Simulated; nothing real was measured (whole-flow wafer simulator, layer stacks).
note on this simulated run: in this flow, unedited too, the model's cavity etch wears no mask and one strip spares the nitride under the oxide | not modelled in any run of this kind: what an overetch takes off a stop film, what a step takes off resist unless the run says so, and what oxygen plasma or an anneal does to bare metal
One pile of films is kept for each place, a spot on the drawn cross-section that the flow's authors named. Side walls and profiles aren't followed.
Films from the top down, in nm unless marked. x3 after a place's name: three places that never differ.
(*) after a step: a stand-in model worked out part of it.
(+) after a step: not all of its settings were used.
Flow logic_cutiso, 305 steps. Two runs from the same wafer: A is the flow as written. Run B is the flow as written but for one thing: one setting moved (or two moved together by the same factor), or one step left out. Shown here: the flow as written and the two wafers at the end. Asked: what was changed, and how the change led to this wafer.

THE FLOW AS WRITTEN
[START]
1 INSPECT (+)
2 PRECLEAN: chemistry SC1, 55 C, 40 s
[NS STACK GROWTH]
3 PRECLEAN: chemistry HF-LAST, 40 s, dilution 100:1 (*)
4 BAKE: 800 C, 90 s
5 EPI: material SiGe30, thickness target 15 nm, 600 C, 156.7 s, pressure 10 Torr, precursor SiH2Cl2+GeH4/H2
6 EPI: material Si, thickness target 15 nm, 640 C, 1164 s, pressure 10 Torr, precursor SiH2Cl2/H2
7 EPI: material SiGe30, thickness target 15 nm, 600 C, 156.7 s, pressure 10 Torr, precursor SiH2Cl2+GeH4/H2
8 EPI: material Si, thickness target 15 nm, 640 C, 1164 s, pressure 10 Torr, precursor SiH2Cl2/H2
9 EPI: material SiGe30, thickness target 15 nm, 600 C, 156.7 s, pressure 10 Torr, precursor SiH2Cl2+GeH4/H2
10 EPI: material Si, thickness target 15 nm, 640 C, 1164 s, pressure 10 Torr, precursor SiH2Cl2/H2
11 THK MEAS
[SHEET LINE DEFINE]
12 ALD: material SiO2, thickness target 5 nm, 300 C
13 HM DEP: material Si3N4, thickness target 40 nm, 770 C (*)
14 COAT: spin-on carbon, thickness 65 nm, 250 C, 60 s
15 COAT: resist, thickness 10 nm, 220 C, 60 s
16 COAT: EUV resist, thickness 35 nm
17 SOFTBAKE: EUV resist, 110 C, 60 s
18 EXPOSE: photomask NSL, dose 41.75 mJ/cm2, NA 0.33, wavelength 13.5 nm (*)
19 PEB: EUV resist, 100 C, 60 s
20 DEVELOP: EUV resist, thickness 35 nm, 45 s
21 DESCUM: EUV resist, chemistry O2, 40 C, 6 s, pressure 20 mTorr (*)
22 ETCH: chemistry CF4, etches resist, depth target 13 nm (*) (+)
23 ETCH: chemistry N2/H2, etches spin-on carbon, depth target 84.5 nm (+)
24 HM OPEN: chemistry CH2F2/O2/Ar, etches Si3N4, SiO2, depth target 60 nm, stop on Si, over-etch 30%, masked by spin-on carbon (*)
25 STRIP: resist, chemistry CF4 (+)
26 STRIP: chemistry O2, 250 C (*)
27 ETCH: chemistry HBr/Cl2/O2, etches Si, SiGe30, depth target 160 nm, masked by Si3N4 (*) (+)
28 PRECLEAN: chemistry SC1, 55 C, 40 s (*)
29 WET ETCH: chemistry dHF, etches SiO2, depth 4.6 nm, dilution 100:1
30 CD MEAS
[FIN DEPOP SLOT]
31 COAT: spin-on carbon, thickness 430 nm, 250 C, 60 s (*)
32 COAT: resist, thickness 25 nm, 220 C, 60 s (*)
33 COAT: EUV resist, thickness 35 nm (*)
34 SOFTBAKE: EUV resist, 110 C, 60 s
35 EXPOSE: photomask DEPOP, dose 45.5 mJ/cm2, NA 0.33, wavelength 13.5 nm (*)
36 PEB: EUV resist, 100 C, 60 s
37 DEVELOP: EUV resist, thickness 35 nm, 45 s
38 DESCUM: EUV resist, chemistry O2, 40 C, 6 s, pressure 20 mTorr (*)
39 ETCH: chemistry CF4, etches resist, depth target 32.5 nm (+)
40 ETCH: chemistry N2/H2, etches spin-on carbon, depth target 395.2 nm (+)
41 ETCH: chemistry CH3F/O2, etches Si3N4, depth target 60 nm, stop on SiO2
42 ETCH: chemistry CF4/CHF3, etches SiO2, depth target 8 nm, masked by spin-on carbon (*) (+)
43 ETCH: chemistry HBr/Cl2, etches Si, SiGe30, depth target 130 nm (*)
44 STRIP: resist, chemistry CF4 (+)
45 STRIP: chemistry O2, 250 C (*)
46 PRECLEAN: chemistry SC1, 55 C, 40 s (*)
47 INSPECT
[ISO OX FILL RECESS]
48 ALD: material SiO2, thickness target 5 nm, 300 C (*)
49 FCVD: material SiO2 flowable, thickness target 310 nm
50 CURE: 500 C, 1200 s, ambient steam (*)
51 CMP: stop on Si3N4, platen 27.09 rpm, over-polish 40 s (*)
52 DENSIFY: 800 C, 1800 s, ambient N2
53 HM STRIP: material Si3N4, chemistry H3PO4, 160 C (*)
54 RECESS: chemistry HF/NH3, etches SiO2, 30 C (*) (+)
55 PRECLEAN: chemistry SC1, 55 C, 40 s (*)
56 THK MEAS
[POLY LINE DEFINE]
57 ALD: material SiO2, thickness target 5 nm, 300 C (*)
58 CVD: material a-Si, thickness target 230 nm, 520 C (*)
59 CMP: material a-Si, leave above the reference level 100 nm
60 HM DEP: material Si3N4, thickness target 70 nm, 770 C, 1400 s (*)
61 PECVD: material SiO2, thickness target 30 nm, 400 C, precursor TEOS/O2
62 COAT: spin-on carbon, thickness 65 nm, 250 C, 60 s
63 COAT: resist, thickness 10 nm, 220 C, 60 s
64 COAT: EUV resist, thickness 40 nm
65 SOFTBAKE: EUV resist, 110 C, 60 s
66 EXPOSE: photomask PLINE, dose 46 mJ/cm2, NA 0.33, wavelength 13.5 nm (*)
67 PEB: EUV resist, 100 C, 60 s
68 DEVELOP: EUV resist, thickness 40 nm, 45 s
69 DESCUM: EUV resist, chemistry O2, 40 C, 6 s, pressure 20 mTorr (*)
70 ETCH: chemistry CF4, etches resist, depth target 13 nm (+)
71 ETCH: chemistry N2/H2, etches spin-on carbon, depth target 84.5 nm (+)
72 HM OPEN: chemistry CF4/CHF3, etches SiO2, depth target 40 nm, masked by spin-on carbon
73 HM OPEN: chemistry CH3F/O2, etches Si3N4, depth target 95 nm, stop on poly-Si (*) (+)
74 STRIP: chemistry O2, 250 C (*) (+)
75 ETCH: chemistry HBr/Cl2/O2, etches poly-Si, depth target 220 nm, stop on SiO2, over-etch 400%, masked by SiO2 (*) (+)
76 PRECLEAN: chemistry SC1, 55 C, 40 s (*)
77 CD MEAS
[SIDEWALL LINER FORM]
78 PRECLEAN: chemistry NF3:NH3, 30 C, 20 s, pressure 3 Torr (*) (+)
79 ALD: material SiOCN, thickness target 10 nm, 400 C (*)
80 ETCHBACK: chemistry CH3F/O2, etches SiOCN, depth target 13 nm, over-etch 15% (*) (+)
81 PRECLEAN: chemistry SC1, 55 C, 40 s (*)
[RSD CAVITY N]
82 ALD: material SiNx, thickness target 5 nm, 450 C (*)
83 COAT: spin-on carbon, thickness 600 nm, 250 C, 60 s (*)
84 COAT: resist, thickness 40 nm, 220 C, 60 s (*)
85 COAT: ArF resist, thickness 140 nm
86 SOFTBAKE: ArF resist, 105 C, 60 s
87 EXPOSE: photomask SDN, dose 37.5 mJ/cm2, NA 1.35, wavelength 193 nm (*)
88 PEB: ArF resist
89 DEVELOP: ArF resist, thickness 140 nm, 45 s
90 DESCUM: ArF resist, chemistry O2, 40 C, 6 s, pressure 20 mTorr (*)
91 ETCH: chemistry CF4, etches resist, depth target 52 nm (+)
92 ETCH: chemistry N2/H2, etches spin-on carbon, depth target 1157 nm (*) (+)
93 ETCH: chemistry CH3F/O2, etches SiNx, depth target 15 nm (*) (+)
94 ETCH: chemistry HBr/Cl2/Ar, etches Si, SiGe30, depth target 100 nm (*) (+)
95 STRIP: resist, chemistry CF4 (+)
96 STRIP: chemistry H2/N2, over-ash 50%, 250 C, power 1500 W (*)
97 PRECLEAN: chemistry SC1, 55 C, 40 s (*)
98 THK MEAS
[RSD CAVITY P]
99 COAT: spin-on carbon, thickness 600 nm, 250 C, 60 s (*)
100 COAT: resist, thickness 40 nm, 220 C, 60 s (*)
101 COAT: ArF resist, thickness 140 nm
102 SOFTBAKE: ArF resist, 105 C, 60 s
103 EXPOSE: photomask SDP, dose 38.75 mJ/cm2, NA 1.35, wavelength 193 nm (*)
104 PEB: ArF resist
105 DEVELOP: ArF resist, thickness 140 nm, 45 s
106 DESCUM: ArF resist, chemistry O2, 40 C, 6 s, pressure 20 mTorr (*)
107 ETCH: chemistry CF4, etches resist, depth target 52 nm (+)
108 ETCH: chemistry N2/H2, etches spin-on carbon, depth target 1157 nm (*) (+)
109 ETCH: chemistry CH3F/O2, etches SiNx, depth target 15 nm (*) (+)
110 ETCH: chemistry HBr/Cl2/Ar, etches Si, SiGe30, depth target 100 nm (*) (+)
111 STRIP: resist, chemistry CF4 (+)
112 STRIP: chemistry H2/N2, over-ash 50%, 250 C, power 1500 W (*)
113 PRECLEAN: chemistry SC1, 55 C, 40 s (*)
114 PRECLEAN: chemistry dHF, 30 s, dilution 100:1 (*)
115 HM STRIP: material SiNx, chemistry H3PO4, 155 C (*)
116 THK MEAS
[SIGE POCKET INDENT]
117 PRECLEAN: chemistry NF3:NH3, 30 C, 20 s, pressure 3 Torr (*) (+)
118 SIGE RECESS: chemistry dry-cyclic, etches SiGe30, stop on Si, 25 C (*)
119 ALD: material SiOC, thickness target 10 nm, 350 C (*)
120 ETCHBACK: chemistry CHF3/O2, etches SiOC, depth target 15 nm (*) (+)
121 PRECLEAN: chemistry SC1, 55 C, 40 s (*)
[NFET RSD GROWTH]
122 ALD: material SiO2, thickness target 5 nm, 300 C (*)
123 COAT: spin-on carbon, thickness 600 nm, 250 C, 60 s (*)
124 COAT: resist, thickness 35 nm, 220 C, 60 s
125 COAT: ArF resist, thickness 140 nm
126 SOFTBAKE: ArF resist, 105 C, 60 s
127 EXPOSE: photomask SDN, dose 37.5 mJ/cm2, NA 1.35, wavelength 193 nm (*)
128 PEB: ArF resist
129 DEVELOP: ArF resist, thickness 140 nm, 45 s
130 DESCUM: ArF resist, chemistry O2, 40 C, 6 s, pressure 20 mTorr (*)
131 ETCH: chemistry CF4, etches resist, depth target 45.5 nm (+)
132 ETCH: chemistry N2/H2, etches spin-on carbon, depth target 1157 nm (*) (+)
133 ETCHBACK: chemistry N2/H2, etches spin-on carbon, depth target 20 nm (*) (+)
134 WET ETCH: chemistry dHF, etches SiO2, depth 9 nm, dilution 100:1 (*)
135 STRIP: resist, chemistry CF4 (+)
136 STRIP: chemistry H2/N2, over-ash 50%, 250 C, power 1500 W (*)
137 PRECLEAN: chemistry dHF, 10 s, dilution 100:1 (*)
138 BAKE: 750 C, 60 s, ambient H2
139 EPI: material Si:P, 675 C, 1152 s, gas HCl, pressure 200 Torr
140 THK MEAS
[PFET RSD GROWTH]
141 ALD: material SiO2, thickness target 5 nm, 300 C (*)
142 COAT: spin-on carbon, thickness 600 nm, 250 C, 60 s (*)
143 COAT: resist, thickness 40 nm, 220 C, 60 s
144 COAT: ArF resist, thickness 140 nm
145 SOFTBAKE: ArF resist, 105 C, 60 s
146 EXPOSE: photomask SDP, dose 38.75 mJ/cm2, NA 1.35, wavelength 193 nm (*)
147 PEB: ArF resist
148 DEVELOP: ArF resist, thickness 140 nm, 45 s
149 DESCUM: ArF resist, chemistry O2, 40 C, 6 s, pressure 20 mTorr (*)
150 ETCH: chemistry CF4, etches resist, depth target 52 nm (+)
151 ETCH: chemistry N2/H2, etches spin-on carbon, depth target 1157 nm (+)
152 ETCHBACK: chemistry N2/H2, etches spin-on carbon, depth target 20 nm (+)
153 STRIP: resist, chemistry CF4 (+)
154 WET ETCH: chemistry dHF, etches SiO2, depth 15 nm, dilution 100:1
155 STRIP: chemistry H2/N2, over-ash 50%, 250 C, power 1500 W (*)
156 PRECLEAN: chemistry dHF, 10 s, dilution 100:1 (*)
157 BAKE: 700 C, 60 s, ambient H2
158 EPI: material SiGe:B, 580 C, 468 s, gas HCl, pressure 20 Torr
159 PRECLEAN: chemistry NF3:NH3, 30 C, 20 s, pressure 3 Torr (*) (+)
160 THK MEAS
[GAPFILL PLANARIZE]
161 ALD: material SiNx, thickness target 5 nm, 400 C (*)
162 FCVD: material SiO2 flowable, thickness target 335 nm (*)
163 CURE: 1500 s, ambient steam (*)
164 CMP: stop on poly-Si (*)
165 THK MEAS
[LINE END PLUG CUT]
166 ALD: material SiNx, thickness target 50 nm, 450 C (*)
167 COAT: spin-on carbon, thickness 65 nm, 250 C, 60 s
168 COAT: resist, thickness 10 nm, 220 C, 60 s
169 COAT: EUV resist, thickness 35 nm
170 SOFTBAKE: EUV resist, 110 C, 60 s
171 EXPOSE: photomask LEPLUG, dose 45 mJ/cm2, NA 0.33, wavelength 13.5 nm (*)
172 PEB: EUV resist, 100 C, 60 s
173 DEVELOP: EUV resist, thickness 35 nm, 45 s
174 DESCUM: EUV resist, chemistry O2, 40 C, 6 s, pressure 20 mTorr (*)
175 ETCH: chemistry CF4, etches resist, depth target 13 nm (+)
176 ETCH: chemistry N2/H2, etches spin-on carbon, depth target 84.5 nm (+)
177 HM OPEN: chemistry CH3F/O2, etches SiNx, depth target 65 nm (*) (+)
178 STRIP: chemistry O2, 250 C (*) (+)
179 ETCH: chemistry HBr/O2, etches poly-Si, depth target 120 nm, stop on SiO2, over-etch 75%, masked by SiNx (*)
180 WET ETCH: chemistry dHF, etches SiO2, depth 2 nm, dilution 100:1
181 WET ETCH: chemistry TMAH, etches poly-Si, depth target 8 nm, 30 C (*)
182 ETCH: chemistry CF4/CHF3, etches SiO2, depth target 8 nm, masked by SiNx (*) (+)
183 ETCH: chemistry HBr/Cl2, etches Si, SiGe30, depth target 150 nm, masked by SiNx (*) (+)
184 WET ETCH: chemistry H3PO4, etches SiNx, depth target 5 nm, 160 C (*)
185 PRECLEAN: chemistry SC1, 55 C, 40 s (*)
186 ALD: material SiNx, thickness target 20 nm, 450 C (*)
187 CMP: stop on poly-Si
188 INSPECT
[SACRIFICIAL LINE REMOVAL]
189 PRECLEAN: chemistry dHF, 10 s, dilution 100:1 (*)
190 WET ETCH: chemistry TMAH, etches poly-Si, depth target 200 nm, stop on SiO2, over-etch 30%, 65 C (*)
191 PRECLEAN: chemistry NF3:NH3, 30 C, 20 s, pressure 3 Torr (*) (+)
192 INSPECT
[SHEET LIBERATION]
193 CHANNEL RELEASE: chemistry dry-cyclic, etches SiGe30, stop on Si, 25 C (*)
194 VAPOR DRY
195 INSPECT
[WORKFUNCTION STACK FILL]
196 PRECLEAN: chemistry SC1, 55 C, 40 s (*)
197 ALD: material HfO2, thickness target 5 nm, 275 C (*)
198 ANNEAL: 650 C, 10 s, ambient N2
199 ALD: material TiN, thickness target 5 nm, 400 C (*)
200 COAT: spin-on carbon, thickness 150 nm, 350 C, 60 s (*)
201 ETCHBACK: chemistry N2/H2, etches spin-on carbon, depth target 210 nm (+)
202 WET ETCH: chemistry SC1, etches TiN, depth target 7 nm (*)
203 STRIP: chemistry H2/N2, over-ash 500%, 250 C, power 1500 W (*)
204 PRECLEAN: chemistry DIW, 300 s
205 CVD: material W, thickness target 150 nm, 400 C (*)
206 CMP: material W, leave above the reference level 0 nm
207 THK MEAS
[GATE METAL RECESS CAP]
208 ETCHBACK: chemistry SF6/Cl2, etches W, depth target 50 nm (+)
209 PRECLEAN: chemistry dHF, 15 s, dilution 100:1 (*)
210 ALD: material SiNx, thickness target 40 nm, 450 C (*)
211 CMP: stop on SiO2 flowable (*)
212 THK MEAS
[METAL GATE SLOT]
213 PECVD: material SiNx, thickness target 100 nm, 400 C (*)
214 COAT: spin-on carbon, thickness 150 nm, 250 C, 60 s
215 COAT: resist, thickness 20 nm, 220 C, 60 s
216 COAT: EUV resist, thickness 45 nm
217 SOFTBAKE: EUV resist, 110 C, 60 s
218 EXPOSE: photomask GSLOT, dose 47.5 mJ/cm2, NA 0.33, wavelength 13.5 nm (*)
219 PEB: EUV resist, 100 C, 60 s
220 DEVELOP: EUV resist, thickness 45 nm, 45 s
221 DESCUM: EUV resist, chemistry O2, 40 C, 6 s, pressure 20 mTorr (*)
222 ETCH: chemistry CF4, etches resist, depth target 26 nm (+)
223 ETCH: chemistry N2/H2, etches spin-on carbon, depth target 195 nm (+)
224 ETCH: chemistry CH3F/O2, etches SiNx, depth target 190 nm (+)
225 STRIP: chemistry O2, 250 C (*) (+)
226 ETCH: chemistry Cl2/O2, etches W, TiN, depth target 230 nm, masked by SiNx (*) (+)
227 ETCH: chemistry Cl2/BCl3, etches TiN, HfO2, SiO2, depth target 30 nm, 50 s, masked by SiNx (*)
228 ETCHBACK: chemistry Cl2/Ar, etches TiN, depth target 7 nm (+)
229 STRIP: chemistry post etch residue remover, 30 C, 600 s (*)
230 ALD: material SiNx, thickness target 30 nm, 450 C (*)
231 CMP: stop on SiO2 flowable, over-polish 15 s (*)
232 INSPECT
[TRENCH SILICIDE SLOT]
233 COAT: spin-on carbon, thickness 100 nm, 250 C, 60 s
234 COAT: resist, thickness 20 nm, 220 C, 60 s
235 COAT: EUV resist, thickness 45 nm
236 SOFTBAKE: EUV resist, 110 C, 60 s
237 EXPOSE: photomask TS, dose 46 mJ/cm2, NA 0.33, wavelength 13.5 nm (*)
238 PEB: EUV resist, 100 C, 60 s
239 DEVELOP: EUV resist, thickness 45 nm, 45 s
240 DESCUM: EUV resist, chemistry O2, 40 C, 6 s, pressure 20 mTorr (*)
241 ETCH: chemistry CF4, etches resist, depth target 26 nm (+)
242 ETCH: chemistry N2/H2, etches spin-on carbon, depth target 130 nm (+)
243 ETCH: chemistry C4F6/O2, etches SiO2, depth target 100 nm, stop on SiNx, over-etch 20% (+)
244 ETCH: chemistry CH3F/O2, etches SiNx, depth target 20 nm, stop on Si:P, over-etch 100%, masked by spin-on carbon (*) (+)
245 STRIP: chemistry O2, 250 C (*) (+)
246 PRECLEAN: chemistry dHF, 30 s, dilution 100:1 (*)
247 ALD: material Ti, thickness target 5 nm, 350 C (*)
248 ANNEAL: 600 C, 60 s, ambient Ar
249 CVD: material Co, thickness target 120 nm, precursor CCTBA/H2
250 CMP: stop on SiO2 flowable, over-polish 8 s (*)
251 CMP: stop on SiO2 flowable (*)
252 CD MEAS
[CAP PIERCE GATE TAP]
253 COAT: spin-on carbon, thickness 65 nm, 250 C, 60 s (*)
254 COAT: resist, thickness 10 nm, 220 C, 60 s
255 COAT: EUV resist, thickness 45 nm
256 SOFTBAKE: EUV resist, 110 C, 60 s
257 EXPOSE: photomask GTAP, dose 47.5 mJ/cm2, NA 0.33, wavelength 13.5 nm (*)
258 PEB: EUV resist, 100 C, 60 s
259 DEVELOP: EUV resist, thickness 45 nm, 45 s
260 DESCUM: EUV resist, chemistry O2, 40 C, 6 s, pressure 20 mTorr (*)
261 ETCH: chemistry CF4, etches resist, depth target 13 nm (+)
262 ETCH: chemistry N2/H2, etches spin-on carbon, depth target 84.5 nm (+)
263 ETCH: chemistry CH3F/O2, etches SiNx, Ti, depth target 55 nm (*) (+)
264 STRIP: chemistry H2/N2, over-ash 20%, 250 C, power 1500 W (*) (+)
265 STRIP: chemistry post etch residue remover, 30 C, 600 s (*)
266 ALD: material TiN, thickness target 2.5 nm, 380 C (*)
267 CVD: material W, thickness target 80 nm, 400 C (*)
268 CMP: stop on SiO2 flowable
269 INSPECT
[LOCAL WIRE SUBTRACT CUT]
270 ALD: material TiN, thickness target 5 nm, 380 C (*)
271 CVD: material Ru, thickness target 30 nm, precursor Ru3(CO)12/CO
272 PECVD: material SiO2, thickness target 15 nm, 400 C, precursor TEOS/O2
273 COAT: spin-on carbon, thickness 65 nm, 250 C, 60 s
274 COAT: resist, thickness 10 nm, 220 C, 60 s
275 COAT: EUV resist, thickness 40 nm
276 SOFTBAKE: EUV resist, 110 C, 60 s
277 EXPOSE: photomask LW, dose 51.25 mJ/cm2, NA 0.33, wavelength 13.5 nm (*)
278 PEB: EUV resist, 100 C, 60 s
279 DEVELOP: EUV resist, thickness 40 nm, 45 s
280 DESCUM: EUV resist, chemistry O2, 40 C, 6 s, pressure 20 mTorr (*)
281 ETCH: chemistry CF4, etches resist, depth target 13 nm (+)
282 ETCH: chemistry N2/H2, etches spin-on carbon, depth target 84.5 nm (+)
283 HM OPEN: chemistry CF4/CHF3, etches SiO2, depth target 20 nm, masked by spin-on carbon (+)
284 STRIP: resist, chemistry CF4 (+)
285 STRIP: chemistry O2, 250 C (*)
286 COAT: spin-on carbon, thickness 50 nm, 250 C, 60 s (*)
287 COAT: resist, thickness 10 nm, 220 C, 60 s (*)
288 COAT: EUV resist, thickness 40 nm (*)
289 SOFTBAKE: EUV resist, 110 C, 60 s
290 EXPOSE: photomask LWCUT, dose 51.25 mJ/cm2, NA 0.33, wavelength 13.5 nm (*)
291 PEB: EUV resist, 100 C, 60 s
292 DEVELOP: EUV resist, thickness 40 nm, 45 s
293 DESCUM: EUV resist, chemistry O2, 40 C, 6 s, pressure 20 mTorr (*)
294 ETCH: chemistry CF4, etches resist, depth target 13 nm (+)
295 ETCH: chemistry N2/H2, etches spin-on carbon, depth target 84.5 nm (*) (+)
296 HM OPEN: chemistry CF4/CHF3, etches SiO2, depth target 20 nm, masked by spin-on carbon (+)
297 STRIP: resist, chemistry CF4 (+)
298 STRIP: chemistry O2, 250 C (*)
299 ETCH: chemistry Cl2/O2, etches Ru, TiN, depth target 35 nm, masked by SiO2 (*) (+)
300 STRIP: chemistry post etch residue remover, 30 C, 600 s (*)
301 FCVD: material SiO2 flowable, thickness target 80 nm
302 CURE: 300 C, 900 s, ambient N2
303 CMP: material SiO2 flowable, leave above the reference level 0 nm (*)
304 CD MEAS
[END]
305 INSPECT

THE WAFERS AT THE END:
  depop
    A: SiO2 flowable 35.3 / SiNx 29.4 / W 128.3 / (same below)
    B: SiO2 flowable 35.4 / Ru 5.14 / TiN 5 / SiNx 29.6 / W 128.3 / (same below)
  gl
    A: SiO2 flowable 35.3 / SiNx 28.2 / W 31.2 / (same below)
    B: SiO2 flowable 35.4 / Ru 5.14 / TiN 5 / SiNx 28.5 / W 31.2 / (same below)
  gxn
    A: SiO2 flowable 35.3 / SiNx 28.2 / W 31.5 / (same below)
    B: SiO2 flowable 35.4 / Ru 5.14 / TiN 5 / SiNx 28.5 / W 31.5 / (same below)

The cause: step 271, CVD: thickness target 40.5 nm was run, where the flow has thickness target 30 nm.

How the change led to this, step by step:
  271 CVD: material Ru, thickness target 30 nm, precursor Ru3(CO)12/CO
      depop, dpovl, gfld and 19 more: A Ru +30 (new film) | B Ru +40.5 (new film)
  299 ETCH: chemistry Cl2/O2, etches Ru, TiN, depth target 35 nm, masked by SiO2 (*) (+)
      depop, dpovl, gfld and 15 more: A Ru -29.6 (all of it), TiN -5 (all of it) | B Ru -35
  301 FCVD: material SiO2 flowable, thickness target 80 nm
      iso, rsdx: A SiO2 flowable +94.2 | B SiO2 flowable +94.3 (new film)
Counting metal films that touch as one body, depop has 2 bodies (between them, from the top down: SiNx 29.6); the flow as written gives 1 body.
Counting metal films that touch as one body, gl has 5 bodies (between them, from the top down: SiNx 28.5; HfO2 5 / chemical SiO2 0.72 / Si 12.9 / chemical SiO2 0.8 / HfO2 5; HfO2 5 / chemical SiO2 0.8 / Si 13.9 / chemical SiO2 0.8 / HfO2 5; HfO2 5 / chemical SiO2 0.8 / Si 13.9 / chemical SiO2 0.8 / HfO2 5); the flow as written gives 4 bodies (between them, from the top down: HfO2 5 / chemical SiO2 0.72 / Si 12.9 / chemical SiO2 0.8 / HfO2 5; HfO2 5 / chemical SiO2 0.8 / Si 13.9 / chemical SiO2 0.8 / HfO2 5; HfO2 5 / chemical SiO2 0.8 / Si 13.9 / chemical SiO2 0.8 / HfO2 5).
Counting metal films that touch as one body, gxn has 5 bodies (between them, from the top down: SiNx 28.5; HfO2 5 / chemical SiO2 0.72 / Si 12.9 / chemical SiO2 0.8 / HfO2 5; HfO2 5 / chemical SiO2 0.8 / Si 13.9 / chemical SiO2 0.8 / HfO2 5; HfO2 5 / chemical SiO2 0.8 / Si 13.9 / chemical SiO2 0.8 / HfO2 5); the flow as written gives 4 bodies (between them, from the top down: HfO2 5 / chemical SiO2 0.72 / Si 12.9 / chemical SiO2 0.8 / HfO2 5; HfO2 5 / chemical SiO2 0.8 / Si 13.9 / chemical SiO2 0.8 / HfO2 5; HfO2 5 / chemical SiO2 0.8 / Si 13.9 / chemical SiO2 0.8 / HfO2 5).
